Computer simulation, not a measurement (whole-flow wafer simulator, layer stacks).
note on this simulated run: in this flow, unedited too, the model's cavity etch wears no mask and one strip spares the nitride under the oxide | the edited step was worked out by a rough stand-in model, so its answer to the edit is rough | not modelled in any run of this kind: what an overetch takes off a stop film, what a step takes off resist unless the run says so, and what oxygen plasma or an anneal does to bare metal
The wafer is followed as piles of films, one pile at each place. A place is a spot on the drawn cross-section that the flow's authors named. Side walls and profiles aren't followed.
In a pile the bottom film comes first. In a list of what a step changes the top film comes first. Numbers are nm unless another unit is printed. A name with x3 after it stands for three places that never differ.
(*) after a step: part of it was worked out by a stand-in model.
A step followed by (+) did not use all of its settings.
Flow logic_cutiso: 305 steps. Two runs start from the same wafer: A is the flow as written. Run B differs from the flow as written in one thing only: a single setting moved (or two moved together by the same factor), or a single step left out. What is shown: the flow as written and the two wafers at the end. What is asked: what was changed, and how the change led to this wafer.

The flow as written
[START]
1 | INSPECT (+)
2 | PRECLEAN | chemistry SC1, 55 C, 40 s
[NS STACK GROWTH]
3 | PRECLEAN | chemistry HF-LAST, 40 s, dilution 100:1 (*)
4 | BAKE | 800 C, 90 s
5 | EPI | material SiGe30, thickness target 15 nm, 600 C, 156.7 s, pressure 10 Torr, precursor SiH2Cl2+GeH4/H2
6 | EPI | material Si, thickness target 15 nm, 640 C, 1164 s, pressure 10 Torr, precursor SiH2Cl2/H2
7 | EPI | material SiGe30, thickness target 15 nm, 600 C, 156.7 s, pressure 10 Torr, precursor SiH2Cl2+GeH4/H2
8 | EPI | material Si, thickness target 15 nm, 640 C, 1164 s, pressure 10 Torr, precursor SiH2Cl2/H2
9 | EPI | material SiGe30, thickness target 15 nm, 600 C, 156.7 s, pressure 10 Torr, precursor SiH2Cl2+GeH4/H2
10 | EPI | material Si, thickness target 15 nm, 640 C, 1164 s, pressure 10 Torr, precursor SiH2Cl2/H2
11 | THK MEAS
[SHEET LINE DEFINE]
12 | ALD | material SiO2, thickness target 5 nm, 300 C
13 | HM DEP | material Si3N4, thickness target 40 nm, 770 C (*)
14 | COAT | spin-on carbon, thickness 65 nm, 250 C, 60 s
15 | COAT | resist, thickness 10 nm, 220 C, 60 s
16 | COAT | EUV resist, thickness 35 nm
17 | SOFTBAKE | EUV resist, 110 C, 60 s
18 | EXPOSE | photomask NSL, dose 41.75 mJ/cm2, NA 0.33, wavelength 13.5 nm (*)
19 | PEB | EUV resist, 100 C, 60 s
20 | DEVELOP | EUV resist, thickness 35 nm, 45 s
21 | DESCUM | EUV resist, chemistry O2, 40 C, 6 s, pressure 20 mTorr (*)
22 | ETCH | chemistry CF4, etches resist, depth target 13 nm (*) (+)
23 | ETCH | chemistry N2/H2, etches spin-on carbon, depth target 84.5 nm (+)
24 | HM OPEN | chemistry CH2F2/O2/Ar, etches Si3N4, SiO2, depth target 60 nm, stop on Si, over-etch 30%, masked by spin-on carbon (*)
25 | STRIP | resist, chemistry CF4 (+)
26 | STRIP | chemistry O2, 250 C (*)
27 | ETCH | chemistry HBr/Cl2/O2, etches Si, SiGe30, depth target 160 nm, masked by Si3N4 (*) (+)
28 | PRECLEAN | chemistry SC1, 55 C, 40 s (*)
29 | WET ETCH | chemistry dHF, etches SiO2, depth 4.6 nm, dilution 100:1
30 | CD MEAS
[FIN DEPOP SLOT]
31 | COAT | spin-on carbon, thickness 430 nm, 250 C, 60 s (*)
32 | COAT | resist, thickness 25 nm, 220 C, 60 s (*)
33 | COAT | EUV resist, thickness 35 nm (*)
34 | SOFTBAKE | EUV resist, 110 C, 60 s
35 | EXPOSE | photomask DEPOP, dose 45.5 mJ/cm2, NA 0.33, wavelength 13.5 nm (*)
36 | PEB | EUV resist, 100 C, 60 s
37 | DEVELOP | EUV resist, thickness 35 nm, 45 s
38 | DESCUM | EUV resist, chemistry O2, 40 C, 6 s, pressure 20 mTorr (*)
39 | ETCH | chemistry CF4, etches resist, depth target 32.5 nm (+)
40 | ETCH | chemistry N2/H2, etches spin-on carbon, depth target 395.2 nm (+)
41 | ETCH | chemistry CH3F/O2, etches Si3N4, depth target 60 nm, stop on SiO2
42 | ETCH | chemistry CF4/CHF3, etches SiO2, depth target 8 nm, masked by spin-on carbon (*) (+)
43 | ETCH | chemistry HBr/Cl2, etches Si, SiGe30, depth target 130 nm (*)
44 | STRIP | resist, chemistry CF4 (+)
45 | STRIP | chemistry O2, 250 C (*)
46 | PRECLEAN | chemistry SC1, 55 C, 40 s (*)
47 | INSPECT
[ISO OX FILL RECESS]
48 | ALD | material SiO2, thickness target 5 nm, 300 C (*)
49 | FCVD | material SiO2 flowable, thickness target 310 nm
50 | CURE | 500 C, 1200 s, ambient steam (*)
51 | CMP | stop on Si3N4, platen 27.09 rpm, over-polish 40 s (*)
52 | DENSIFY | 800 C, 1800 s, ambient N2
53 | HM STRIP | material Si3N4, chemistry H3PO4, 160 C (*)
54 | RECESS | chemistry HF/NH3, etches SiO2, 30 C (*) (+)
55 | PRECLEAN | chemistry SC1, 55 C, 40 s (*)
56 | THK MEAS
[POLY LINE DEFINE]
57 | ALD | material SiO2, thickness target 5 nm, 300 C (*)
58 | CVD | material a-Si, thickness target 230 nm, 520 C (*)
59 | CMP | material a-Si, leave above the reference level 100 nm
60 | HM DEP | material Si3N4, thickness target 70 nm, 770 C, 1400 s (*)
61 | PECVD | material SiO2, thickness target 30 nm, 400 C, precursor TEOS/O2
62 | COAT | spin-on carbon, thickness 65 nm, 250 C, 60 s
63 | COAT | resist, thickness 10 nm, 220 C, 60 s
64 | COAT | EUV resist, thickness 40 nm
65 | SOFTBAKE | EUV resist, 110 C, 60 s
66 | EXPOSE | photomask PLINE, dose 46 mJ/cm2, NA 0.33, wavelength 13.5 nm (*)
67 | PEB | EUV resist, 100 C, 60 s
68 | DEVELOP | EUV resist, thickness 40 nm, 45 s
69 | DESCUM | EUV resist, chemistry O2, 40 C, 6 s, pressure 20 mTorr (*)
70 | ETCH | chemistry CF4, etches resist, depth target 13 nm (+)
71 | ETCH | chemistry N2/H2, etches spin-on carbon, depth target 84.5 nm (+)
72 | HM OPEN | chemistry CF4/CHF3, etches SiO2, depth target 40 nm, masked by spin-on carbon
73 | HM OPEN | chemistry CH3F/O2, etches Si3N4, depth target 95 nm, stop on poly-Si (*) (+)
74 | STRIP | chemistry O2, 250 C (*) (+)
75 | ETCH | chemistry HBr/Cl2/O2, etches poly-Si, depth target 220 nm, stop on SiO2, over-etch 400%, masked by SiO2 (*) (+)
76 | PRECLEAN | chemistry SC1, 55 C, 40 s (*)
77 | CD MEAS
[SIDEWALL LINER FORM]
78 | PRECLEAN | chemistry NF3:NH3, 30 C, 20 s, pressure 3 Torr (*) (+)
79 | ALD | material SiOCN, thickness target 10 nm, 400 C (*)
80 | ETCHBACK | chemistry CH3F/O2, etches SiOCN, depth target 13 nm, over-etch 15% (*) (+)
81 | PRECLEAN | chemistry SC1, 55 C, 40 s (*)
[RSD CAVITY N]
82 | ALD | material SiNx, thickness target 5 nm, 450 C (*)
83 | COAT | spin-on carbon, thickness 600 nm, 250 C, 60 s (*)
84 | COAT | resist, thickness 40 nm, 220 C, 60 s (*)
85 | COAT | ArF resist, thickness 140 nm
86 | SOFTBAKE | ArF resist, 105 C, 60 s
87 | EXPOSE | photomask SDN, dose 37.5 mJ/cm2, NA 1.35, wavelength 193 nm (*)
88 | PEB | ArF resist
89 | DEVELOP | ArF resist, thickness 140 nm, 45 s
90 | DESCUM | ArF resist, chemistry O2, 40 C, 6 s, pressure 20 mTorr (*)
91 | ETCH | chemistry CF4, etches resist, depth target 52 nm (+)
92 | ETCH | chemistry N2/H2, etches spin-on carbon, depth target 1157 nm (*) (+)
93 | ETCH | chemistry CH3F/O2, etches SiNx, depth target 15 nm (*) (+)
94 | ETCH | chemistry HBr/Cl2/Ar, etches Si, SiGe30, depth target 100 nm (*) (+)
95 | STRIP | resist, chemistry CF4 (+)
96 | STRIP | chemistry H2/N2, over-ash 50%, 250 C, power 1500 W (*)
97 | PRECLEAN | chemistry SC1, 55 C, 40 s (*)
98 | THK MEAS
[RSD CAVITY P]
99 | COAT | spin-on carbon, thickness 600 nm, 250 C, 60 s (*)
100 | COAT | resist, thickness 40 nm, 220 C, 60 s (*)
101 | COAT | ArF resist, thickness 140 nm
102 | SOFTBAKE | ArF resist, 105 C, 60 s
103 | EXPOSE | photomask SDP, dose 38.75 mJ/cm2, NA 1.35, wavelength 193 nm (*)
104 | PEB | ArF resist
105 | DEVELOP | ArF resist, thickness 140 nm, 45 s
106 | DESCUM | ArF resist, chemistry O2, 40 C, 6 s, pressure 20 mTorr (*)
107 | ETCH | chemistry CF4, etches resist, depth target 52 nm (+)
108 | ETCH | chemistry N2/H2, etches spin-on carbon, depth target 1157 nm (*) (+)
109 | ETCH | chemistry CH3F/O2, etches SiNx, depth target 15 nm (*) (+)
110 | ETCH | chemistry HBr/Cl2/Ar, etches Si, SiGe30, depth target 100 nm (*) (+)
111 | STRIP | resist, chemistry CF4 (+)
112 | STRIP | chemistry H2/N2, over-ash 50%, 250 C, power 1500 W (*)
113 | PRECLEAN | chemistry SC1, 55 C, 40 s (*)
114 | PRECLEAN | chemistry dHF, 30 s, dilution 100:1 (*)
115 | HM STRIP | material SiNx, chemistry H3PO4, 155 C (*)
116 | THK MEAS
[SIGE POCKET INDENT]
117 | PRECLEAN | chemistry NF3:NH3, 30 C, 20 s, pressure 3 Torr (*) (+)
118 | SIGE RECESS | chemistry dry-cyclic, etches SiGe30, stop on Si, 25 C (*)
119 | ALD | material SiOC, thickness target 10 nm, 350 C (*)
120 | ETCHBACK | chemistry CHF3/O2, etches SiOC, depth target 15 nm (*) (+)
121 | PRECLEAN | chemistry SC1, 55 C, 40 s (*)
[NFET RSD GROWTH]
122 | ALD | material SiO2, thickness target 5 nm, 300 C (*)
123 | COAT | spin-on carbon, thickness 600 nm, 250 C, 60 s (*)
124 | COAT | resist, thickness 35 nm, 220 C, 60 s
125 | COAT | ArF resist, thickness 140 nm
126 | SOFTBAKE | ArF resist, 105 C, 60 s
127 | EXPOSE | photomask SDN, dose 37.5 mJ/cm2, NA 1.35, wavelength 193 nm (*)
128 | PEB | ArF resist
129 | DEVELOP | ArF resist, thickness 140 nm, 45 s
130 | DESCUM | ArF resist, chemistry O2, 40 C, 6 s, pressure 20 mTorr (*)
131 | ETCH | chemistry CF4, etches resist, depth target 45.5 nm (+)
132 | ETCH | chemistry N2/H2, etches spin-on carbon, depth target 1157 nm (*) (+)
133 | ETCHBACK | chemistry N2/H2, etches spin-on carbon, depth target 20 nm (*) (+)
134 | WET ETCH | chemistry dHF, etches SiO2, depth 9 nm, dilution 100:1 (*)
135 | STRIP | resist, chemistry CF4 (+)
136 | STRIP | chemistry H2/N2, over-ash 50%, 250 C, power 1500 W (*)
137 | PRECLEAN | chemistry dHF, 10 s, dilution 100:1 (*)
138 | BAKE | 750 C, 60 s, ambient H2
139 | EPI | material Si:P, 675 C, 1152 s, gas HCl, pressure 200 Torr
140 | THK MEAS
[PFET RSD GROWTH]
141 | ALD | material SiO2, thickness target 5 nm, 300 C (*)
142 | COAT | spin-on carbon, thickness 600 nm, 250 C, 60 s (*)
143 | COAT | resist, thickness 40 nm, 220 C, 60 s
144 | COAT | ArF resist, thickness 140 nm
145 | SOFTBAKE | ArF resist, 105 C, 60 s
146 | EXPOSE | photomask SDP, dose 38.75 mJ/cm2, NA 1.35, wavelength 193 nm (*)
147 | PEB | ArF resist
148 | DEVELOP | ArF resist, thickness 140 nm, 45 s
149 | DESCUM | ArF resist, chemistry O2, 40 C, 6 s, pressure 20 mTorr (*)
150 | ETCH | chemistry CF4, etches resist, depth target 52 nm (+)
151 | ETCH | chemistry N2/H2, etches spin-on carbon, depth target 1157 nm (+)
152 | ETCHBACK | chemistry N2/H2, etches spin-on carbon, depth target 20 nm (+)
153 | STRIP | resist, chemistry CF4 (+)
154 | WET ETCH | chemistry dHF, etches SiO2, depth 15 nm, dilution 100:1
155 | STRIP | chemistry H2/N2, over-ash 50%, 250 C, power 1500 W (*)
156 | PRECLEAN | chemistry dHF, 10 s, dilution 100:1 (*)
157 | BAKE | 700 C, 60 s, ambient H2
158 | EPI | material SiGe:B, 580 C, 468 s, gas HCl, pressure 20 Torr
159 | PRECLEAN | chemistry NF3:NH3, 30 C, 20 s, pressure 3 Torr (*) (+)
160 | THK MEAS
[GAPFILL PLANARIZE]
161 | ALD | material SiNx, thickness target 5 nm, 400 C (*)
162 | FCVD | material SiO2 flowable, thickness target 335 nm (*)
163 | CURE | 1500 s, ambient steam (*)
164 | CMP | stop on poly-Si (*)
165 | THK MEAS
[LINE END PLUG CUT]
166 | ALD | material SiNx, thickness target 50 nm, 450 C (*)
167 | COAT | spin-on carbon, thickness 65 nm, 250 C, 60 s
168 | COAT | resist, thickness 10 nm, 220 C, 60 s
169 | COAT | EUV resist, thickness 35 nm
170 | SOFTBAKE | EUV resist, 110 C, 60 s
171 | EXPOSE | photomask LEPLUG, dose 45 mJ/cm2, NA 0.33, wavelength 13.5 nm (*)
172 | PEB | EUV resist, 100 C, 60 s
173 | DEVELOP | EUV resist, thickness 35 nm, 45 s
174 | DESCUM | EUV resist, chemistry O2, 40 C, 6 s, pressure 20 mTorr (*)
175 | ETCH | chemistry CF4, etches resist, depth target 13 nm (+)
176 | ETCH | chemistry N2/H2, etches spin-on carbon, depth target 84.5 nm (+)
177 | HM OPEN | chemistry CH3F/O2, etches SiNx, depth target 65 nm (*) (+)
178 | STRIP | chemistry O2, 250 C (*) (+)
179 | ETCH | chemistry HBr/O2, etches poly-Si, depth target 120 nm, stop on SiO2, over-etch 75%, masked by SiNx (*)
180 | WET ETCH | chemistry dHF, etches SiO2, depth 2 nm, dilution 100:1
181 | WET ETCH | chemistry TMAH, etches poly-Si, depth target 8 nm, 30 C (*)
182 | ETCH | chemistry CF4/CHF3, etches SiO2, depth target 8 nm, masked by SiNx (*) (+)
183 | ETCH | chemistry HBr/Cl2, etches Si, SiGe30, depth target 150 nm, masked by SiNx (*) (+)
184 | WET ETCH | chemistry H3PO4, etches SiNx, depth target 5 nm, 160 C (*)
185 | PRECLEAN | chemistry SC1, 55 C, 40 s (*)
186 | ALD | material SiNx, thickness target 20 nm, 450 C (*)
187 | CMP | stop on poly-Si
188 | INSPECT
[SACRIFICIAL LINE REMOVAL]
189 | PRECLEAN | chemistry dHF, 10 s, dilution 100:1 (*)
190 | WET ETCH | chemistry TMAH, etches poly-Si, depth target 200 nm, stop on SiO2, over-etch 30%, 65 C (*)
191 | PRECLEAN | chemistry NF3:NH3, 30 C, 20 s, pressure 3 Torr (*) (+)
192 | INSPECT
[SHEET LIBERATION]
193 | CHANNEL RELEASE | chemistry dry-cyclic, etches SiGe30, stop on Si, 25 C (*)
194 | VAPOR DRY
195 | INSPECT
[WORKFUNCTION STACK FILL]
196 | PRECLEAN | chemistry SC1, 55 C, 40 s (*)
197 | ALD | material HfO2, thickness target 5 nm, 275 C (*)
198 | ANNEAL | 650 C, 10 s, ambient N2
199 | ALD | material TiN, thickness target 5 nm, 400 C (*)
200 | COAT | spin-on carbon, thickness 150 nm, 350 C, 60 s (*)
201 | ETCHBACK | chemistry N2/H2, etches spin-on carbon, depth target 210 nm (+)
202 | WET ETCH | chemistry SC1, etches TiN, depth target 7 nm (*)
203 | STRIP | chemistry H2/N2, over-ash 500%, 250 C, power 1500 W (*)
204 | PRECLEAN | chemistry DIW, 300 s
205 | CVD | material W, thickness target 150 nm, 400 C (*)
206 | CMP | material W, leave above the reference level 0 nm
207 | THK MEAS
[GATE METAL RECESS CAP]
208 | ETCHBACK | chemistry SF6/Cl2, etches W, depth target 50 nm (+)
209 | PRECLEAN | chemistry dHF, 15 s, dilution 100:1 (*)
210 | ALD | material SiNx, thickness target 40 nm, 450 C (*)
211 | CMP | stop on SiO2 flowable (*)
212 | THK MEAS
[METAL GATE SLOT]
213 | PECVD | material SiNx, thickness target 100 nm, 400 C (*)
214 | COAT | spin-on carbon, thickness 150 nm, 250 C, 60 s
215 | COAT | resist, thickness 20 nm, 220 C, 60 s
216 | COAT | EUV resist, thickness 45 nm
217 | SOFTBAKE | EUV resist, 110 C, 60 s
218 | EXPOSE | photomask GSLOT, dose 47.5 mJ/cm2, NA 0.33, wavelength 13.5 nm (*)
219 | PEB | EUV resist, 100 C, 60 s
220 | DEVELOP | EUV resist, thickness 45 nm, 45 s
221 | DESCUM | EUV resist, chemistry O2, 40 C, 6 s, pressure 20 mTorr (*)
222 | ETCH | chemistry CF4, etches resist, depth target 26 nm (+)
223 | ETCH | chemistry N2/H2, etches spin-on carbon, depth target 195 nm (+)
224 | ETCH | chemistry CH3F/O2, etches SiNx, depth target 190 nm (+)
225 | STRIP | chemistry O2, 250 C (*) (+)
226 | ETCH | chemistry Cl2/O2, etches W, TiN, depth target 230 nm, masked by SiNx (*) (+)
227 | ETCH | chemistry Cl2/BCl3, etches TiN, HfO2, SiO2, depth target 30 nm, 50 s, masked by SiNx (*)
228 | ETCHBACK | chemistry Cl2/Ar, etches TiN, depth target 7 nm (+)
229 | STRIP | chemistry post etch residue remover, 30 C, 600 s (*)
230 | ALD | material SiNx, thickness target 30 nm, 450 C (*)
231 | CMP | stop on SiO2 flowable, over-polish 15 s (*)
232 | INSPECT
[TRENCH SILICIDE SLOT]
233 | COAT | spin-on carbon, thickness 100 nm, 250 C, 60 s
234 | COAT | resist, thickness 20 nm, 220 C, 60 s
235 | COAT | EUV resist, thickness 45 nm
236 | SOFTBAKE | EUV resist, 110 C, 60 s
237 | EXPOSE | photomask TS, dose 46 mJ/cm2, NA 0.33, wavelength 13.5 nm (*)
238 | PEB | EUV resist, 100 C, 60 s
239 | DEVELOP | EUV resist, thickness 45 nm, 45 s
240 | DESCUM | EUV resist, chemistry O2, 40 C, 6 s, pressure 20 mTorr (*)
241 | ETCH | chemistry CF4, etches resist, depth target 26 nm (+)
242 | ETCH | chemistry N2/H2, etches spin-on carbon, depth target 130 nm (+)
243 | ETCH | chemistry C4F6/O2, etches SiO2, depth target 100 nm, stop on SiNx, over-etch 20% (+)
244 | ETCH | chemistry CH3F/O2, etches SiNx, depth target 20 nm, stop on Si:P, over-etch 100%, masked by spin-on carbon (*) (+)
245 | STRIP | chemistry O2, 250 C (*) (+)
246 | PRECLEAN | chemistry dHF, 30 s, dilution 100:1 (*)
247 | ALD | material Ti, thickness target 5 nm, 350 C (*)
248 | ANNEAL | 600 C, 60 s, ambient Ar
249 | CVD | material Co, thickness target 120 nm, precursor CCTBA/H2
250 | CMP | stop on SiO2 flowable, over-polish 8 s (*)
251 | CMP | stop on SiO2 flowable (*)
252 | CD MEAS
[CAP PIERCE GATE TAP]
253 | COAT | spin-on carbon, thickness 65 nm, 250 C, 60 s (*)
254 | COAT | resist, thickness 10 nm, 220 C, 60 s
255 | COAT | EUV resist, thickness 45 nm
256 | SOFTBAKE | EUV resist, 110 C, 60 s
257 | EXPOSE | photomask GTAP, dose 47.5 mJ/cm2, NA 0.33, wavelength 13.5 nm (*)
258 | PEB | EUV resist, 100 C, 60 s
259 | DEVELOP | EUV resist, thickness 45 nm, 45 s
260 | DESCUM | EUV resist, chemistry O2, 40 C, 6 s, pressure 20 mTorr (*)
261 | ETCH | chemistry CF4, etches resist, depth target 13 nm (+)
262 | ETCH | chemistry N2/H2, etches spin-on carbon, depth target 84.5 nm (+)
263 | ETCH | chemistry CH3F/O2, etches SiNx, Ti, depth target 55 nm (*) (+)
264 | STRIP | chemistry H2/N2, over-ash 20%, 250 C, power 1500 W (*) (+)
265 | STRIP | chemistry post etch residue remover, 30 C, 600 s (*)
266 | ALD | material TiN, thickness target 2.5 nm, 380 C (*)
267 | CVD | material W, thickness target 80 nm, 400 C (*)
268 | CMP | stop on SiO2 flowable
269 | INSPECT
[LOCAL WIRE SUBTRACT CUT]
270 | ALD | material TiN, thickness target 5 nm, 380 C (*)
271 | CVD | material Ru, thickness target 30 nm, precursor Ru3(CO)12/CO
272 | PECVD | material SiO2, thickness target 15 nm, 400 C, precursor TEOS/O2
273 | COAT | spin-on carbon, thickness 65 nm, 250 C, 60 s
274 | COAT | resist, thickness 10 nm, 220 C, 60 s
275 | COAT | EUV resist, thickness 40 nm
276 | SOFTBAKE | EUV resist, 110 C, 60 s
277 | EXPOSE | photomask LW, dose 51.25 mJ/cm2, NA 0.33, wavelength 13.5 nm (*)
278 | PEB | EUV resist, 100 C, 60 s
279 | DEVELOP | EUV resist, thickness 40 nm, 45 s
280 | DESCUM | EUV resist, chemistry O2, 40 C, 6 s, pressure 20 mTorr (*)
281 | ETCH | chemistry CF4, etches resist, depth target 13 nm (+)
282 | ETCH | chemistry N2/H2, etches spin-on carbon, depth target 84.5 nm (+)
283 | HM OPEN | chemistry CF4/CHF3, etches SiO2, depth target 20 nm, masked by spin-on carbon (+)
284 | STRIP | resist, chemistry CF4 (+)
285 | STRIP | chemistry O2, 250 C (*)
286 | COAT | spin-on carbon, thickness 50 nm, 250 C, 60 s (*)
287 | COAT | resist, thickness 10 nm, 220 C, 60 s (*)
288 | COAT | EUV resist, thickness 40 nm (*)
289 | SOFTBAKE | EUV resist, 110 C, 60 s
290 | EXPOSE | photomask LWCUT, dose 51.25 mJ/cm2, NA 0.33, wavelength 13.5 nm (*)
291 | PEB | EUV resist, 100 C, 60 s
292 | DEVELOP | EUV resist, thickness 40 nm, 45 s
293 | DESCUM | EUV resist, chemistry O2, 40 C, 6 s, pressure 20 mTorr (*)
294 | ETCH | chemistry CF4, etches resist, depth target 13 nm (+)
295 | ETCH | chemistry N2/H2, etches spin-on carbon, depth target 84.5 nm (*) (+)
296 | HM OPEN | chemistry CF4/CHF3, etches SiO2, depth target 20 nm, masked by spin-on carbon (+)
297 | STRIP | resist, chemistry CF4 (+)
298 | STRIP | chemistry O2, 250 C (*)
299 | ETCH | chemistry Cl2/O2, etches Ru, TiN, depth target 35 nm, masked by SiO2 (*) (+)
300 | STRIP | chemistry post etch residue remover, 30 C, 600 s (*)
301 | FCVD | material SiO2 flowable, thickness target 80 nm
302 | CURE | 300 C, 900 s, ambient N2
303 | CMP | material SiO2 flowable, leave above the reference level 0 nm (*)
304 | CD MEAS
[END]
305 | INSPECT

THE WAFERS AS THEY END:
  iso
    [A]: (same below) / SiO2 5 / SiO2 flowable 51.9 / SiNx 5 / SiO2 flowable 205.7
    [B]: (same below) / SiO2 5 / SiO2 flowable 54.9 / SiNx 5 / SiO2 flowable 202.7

What caused this: step 120, ETCHBACK: depth target 12 nm was run, though the flow has depth target 15 nm.

Step by step, how the change led to this:
  120 | ETCHBACK | chemistry CHF3/O2, etches SiOC, depth target 15 nm (*) (+)
      gl, tap: A SiOC loses 10 (all of it), SiO2 loses 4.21 (all of it), Si3N4 loses 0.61 | B SiOC loses 10 (all of it), SiO2 loses 2
      glp: A SiOC loses 10 (all of it), SiO2 loses 4.25 (all of it), Si3N4 loses 0.58 | B SiOC loses 10 (all of it), SiO2 loses 2
      (as well as at 15 more places)
  122 | ALD | material SiO2, thickness target 5 nm, 300 C (*)
      gl, glp, tap: A SiO2 gains 5 (new film) | B SiO2 gains 5
      gxn: A SiO2 gains 6.76 (new film) | B SiO2 gains 5
      (as well as at 1 more place)
  132 | ETCH | chemistry N2/H2, etches spin-on carbon, depth target 1157 nm (*) (+)
      gl, tap: A spin-on carbon loses 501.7 (all of it), SiO2 loses 5 (all of it), Si3N4 loses 0.5 | B spin-on carbon loses 500.3 (all of it), SiO2 loses 6.07
  133 | ETCHBACK | chemistry N2/H2, etches spin-on carbon, depth target 20 nm (*) (+)
      gl, tap: A Si3N4 loses 0.56 | B SiO2 loses 1.1 (all of it)
      gxn: A SiO2 loses 0.7 (all of it), Si3N4 loses 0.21 | B SiO2 loses 1.11
  134 | WET ETCH | chemistry dHF, etches SiO2, depth 9 nm, dilution 100:1 (*)
      gxn: A Si3N4 loses 0.34 | B SiO2 loses 0.96 (all of it), Si3N4 loses 0.23
  141 | ALD | material SiO2, thickness target 5 nm, 300 C (*)
      gxn: A SiO2 gains 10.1 (new film) | B SiO2 gains 11.2 (new film)
  153 | STRIP | resist, chemistry CF4 (+)
      glp: A SiO2 loses 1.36 (all of it) | B SiO2 loses 3.51 (all of it)
      gxp: A SiO2 loses 3.06 (all of it) | B SiO2 loses 4.45 (all of it)
  161 | ALD | material SiNx, thickness target 5 nm, 400 C (*)
      gxp: A SiNx gains 5 (new film) | B SiNx gains 5.65 (new film)
  164 | CMP | stop on poly-Si (*)
      depop, dpovl, isow, ns, nsgap: A SiO2 flowable loses 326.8 (all of it), SiNx loses 5 (all of it), SiO2 loses 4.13 (all of it), Si3N4 loses 70 (all of it) | B SiO2 flowable loses 326.8 (all of it), SiNx loses 5 (all of it), SiO2 loses 7.13 (all of it), Si3N4 loses 70 (all of it)
      gfld, gxf: A SiO2 flowable loses 251.9 (all of it), SiNx loses 5 (all of it), SiO2 loses 4.13 (all of it), Si3N4 loses 70 (all of it) | B SiO2 flowable loses 250.4 (all of it), SiNx loses 5 (all of it), SiO2 loses 7.13 (all of it), Si3N4 loses 70 (all of it)
      (as well as at 7 more places)
